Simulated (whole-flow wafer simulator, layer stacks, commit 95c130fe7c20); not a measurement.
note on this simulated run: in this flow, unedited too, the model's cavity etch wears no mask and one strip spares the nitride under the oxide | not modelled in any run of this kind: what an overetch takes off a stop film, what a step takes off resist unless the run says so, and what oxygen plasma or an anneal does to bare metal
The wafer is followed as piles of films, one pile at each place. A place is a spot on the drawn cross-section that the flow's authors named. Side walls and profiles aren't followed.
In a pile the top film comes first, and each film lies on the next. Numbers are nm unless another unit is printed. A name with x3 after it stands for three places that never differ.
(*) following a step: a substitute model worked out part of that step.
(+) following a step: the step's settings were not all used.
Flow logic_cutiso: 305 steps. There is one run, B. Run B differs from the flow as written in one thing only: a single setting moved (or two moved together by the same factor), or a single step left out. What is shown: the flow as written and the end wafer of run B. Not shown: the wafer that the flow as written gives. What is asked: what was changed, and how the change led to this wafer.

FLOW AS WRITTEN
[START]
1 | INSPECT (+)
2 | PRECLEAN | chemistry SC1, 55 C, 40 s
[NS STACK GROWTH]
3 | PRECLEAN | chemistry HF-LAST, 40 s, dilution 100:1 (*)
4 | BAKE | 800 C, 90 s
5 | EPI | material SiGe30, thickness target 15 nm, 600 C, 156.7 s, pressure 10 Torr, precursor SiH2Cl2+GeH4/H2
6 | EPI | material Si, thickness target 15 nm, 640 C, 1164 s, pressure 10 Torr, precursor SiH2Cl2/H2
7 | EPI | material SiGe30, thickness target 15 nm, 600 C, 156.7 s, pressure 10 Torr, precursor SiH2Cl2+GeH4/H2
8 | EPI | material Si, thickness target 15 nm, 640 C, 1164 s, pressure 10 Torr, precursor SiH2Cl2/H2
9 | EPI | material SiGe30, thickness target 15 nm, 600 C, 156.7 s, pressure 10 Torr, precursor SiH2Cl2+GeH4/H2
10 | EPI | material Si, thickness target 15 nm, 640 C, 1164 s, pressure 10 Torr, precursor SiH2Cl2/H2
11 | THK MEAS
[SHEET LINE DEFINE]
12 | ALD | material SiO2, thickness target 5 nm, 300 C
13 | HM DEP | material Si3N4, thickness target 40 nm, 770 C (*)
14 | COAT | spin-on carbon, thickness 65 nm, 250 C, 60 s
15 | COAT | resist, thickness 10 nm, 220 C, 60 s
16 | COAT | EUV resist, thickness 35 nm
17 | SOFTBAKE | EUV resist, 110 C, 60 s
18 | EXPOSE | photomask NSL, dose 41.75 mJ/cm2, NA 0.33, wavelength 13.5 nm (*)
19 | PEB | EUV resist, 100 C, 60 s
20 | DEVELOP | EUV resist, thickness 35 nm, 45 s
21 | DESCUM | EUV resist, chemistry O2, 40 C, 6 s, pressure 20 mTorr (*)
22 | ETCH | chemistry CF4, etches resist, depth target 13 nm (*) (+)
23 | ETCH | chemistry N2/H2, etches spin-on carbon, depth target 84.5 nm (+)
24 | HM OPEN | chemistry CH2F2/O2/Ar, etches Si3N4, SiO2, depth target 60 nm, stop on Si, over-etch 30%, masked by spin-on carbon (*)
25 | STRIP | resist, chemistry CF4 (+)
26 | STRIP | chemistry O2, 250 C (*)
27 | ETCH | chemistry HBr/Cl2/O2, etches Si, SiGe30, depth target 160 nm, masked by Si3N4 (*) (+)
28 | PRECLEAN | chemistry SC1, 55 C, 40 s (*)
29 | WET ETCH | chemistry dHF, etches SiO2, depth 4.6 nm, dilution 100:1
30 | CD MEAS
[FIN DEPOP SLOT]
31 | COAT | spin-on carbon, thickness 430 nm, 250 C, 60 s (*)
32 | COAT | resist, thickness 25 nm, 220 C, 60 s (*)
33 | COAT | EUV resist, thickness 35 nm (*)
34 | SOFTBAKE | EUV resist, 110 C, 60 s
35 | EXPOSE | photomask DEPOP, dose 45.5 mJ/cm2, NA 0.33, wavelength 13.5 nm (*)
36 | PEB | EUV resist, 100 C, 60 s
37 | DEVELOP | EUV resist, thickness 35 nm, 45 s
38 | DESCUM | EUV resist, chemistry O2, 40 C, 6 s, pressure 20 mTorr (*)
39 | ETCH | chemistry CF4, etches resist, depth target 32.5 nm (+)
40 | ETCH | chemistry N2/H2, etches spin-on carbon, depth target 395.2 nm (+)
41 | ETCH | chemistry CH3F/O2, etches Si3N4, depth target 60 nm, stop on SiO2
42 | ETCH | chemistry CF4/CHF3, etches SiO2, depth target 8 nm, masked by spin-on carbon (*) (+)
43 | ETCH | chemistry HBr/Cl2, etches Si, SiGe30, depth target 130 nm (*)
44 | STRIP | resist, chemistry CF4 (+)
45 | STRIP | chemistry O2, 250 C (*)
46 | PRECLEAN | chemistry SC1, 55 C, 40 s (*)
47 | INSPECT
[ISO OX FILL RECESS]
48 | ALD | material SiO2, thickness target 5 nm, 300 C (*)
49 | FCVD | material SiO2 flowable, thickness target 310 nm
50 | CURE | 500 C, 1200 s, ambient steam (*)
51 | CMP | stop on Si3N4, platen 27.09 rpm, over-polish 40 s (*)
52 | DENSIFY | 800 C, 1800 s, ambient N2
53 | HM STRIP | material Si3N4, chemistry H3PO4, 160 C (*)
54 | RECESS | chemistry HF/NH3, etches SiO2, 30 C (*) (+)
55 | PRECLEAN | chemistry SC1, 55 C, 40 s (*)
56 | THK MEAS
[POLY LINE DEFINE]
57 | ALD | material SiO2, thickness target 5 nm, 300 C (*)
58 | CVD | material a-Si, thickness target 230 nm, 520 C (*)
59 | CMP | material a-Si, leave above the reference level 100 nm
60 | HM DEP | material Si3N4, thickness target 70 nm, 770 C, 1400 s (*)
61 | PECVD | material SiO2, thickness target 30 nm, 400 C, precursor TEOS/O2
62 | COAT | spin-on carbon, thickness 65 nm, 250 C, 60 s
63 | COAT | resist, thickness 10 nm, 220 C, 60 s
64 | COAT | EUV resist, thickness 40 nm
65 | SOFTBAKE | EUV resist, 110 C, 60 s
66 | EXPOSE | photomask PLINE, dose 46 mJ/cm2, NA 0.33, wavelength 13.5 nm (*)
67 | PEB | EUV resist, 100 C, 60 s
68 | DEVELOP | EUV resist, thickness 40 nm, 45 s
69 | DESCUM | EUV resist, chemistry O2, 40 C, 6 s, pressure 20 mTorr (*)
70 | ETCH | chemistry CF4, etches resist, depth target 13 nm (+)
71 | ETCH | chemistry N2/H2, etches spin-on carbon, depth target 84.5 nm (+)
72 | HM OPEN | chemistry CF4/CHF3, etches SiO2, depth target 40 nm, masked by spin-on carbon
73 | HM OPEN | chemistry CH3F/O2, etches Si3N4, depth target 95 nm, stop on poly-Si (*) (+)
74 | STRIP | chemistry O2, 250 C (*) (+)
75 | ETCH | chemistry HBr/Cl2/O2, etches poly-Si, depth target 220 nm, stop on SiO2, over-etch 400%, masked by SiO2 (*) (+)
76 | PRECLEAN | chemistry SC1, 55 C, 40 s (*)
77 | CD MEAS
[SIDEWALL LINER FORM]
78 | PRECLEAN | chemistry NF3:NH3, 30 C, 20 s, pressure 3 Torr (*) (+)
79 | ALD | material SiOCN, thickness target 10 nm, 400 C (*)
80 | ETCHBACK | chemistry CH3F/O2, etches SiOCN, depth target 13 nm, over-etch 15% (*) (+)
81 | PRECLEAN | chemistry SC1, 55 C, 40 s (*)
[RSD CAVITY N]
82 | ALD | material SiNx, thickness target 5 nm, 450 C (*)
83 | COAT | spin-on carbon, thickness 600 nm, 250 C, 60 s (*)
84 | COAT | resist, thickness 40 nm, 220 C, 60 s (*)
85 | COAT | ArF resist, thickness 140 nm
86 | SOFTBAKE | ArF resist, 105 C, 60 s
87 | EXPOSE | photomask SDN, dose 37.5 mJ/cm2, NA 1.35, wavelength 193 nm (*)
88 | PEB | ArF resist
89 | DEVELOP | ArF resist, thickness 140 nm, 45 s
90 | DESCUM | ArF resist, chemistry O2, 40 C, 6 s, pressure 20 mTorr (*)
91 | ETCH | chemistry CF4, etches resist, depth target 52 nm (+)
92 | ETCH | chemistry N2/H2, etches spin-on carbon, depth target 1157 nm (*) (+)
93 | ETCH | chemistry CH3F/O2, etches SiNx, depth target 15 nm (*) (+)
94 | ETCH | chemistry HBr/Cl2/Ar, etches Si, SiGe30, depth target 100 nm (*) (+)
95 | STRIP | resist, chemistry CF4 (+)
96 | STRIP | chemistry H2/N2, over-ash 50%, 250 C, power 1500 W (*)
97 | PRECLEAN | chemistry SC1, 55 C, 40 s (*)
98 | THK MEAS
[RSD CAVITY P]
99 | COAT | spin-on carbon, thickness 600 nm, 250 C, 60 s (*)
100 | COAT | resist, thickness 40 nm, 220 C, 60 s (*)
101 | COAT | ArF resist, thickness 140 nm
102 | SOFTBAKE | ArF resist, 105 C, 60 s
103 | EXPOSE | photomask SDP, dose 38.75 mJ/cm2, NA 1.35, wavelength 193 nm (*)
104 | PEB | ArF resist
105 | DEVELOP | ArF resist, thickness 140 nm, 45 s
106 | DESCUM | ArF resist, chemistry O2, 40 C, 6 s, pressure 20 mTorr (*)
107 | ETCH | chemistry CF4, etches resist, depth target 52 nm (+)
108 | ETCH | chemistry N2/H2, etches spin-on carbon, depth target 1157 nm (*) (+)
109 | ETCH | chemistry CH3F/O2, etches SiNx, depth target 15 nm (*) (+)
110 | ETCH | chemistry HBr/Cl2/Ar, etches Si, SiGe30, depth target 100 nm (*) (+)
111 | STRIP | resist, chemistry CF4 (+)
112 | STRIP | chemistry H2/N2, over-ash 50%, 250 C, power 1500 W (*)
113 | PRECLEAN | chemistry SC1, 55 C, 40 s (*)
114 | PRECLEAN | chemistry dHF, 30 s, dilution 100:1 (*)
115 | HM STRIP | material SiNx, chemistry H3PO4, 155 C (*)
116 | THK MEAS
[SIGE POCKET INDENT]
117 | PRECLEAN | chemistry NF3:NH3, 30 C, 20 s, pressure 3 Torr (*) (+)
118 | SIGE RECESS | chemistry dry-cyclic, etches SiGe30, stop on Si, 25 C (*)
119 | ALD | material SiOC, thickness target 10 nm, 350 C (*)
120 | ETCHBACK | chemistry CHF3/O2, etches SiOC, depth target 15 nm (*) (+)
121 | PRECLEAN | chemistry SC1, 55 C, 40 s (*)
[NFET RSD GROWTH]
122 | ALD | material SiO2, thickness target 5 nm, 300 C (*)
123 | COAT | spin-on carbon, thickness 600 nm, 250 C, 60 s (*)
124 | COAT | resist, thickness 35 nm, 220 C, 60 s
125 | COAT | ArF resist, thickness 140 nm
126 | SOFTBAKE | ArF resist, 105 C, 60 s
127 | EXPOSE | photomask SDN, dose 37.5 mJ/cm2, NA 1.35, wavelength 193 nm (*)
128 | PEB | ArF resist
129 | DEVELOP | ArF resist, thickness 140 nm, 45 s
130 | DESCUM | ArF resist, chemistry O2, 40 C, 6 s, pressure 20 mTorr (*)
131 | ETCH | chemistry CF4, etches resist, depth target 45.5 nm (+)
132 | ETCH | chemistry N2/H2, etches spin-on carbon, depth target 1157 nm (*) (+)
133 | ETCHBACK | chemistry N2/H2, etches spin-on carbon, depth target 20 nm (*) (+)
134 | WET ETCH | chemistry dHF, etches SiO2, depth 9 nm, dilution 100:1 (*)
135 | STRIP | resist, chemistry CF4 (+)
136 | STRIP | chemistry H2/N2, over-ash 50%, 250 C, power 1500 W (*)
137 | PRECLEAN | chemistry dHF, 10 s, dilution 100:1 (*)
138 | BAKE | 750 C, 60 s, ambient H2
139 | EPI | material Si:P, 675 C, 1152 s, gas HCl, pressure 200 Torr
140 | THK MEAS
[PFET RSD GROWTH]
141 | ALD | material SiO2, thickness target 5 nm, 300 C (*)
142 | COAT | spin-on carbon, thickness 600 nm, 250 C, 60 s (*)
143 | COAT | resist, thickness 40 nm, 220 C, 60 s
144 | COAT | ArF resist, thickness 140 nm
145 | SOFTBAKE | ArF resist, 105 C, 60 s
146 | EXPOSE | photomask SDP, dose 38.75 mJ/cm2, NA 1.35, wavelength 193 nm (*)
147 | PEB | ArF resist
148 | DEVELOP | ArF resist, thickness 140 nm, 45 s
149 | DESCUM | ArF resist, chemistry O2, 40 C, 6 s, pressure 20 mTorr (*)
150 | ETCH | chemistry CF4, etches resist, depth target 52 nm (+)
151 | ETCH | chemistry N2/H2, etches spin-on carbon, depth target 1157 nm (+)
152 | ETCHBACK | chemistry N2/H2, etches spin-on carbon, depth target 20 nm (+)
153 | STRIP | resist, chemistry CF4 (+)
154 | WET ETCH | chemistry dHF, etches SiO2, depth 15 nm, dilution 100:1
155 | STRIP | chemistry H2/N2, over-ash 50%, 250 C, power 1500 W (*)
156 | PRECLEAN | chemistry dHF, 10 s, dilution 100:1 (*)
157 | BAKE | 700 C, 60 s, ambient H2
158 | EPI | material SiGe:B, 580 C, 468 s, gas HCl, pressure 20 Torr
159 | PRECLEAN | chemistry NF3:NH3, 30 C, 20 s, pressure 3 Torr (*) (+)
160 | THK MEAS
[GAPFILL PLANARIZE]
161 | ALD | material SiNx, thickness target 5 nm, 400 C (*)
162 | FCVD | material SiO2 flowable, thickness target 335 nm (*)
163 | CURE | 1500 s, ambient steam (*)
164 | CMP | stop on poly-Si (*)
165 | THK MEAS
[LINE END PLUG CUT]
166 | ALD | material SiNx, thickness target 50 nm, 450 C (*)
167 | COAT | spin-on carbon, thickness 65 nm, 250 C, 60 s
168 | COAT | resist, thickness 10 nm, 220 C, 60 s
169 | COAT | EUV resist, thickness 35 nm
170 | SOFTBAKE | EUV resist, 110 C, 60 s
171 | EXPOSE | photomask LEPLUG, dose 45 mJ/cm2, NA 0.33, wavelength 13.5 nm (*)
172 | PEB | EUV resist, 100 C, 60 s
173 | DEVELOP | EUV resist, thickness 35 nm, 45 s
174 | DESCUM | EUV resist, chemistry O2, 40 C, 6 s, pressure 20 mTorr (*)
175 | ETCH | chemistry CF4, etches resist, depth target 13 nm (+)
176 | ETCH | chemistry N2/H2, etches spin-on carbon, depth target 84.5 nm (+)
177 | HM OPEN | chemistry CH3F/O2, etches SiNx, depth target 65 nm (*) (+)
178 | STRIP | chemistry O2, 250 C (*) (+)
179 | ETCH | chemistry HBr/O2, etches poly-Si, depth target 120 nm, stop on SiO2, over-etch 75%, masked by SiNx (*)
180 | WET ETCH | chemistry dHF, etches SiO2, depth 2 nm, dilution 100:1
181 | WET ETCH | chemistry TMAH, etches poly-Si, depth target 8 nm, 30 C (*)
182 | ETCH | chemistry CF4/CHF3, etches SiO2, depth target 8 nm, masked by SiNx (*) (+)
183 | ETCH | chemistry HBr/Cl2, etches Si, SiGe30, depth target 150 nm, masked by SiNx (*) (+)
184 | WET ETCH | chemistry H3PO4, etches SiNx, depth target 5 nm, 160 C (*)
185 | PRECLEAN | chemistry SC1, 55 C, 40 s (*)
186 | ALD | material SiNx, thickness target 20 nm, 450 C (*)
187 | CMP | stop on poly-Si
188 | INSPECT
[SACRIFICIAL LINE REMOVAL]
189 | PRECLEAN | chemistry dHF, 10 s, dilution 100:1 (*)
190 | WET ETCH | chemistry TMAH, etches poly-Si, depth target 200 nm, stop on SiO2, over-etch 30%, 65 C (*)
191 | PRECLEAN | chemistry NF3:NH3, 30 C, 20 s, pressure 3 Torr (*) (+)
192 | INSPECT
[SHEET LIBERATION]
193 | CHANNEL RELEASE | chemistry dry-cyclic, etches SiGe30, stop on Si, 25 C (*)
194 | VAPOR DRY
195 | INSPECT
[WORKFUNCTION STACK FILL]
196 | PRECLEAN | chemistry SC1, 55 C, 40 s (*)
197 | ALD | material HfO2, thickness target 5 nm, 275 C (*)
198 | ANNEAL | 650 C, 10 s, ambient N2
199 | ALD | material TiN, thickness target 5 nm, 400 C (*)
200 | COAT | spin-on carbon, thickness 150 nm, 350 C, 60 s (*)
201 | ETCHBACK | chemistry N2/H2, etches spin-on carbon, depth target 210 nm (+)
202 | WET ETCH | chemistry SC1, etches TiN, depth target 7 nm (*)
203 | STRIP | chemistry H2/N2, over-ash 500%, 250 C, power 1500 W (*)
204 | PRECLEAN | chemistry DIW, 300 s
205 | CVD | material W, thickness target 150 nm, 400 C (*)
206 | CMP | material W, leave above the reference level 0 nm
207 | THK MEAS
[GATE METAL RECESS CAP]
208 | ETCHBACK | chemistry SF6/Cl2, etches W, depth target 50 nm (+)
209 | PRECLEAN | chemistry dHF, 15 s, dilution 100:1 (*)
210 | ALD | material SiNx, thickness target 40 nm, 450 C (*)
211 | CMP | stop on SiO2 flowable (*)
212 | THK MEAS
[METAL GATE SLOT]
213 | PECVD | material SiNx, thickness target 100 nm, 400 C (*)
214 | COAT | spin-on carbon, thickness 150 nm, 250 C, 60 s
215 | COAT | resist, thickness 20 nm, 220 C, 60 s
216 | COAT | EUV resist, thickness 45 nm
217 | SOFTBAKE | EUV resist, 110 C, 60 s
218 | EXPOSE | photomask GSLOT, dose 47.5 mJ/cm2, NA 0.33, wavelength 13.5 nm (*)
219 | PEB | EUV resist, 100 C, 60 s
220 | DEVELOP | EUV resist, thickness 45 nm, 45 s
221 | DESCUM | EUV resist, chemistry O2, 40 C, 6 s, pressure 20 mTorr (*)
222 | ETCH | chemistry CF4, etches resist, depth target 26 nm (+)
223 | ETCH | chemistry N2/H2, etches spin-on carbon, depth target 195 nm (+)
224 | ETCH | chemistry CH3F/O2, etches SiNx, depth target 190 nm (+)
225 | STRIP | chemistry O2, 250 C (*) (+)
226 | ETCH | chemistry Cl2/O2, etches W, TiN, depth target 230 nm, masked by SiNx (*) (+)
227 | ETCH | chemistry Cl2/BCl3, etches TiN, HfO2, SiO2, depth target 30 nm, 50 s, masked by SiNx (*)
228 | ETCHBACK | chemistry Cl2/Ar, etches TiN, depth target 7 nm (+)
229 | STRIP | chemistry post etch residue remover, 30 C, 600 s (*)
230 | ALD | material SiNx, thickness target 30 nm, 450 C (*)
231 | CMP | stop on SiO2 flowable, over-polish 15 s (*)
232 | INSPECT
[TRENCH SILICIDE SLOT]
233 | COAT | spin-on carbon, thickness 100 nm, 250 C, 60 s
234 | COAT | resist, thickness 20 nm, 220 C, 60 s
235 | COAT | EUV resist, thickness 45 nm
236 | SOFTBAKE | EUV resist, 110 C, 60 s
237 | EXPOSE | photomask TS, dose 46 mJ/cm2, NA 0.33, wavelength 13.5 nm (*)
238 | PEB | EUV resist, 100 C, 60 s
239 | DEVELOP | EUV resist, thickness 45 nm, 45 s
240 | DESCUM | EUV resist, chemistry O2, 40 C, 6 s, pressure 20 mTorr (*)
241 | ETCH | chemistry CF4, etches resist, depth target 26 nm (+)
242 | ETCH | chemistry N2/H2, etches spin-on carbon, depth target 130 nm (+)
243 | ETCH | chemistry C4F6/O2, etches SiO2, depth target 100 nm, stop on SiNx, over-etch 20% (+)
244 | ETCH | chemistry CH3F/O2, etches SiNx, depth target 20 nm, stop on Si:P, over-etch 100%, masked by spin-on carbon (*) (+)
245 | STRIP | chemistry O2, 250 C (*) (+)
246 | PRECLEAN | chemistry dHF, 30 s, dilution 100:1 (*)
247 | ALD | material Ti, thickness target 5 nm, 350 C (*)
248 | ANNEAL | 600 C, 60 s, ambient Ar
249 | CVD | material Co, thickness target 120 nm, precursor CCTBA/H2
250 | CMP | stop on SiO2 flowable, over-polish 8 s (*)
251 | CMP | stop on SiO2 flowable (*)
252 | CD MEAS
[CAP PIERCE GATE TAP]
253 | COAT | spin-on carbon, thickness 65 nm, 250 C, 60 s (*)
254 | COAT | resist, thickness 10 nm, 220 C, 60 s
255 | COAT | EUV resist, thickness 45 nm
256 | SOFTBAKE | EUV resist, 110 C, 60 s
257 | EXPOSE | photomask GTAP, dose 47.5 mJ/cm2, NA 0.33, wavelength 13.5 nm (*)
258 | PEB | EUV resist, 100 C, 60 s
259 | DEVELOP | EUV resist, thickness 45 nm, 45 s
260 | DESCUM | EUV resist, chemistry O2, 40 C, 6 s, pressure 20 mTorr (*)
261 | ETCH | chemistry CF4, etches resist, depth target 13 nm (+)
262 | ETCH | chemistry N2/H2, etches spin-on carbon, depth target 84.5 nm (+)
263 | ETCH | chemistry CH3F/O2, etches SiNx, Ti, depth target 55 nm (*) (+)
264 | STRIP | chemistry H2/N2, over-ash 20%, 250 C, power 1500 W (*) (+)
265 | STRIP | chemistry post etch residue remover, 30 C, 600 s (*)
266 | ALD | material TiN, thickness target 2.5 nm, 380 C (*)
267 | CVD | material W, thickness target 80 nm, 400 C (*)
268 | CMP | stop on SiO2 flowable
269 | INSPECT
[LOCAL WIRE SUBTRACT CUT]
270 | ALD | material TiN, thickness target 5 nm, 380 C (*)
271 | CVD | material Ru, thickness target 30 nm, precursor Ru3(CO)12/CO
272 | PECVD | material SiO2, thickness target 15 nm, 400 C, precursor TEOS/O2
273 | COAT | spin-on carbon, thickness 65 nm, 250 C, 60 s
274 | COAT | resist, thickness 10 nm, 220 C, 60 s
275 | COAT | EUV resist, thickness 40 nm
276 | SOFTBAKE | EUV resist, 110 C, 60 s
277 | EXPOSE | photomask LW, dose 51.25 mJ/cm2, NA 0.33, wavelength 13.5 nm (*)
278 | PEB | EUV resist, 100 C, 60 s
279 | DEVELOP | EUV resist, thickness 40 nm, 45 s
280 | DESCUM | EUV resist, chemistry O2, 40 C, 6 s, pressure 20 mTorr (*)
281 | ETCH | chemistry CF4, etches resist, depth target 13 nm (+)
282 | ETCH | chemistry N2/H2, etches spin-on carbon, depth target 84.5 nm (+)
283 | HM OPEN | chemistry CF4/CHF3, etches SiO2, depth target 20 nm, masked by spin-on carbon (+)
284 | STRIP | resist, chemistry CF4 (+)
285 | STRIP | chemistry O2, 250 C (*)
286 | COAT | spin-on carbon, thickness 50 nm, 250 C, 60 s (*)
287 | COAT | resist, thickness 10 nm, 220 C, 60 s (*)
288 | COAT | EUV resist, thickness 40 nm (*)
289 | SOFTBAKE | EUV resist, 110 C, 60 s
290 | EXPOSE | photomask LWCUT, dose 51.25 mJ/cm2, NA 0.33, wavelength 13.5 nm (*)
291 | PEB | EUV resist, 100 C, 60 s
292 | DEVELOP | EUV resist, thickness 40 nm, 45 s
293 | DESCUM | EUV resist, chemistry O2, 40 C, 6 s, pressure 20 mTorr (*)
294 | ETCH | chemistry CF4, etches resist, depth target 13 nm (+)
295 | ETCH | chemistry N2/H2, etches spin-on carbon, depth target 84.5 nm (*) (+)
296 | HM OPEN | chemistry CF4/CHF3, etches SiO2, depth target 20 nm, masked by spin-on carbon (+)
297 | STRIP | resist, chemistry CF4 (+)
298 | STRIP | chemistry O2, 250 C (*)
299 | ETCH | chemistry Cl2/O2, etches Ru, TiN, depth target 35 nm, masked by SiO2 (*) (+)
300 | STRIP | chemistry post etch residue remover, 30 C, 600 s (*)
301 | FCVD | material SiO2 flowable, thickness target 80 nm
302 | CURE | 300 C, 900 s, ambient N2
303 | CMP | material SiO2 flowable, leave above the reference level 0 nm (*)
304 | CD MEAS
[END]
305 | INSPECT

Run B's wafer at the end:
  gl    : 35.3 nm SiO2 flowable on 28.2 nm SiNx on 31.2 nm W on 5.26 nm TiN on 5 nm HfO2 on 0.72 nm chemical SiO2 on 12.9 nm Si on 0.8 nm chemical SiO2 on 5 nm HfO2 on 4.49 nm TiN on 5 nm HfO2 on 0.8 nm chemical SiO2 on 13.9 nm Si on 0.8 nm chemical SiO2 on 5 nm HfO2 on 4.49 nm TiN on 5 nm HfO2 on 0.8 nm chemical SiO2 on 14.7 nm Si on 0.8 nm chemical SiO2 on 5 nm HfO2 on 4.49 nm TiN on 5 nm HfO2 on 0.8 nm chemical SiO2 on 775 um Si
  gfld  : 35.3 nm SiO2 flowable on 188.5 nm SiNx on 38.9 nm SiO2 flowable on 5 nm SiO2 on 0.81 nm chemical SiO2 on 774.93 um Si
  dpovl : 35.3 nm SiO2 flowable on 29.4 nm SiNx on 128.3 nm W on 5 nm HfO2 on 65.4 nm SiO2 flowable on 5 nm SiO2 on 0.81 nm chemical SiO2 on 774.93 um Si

What caused this: step 6, EPI: thickness target 15.8 nm was run, while the flow as written has thickness target 15 nm; step 6, EPI: 1223 s was run, where the flow has 1164 s.

How this came from the change, step by step:
  6 | EPI | material Si, thickness target 15 nm, 640 C, 1164 s, pressure 10 Torr, precursor SiH2Cl2/H2
      depop, dpovl, gfld and 19 more: +15.8 Si (new film) (in the flow as written it would be: +15 Si (new film))
  27 | ETCH | chemistry HBr/Cl2/O2, etches Si, SiGe30, depth target 160 nm, masked by Si3N4 (*) (+)
      gfld, gxf, iso, lnri: -0.79 chemical SiO2 (all of it), -11.4 Si (all of it), -15 SiGe30 (all of it), -15 Si (all of it), -15 SiGe30 (all of it), -15.8 Si (all of it), -15 SiGe30 (all of it), -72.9 Si (in the flow as written it would be: -0.79 chemical SiO2 (all of it), -11.4 Si (all of it), -15 SiGe30 (all of it), -15 Si (all of it), -15 SiGe30 (all of it), -15 Si (all of it), -15 SiGe30 (all of it), -73.6 Si)
      dpovl, nsgap: -0.79 chemical SiO2 (all of it), -11.8 Si (all of it), -15 SiGe30 (all of it), -15 Si (all of it), -15 SiGe30 (all of it), -15.8 Si (all of it), -15 SiGe30 (all of it), -72.5 Si (in the flow as written it would be: -0.79 chemical SiO2 (all of it), -11.8 Si (all of it), -15 SiGe30 (all of it), -15 Si (all of it), -15 SiGe30 (all of it), -15 Si (all of it), -15 SiGe30 (all of it), -73.2 Si)
      (and at 1 other place as well)
  43 | ETCH | chemistry HBr/Cl2, etches Si, SiGe30, depth target 130 nm (*)
      depop: -14 Si (all of it), -15 SiGe30 (all of it), -15 Si (all of it), -15 SiGe30 (all of it), -15.8 Si (all of it), -15 SiGe30 (all of it), -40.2 Si (in the flow as written it would be: -14 Si (all of it), -15 SiGe30 (all of it), -15 Si (all of it), -15 SiGe30 (all of it), -15 Si (all of it), -15 SiGe30 (all of it), -41 Si)
  94 | ETCH | chemistry HBr/Cl2/Ar, etches Si, SiGe30, depth target 100 nm (*) (+)
      rsdn, rsdx: -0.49 chemical SiO2 (all of it), -12.8 Si (all of it), -15 SiGe30 (all of it), -15 Si (all of it), -15 SiGe30 (all of it), -15.8 Si (all of it), -15 SiGe30 (all of it), -11.4 Si (in the flow as written it would be: -0.49 chemical SiO2 (all of it), -12.8 Si (all of it), -15 SiGe30 (all of it), -15 Si (all of it), -15 SiGe30 (all of it), -15 Si (all of it), -15 SiGe30 (all of it), -12.2 Si)
  110 | ETCH | chemistry HBr/Cl2/Ar, etches Si, SiGe30, depth target 100 nm (*) (+)
      rsdp, rsdw: -0.49 chemical SiO2 (all of it), -12.8 Si (all of it), -15 SiGe30 (all of it), -15 Si (all of it), -15 SiGe30 (all of it), -15.8 Si (all of it), -15 SiGe30 (all of it), -11.4 Si (in the flow as written it would be: -0.49 chemical SiO2 (all of it), -12.8 Si (all of it), -15 SiGe30 (all of it), -15 Si (all of it), -15 SiGe30 (all of it), -15 Si (all of it), -15 SiGe30 (all of it), -12.2 Si)
  183 | ETCH | chemistry HBr/Cl2, etches Si, SiGe30, depth target 150 nm, masked by SiNx (*) (+)
      plug: -13.6 Si (all of it), -15 SiGe30 (all of it), -15 Si (all of it), -15 SiGe30 (all of it), -15.8 Si (all of it), -15 SiGe30 (all of it), -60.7 Si (in the flow as written it would be: -13.6 Si (all of it), -15 SiGe30 (all of it), -15 Si (all of it), -15 SiGe30 (all of it), -15 Si (all of it), -15 SiGe30 (all of it), -61.4 Si)
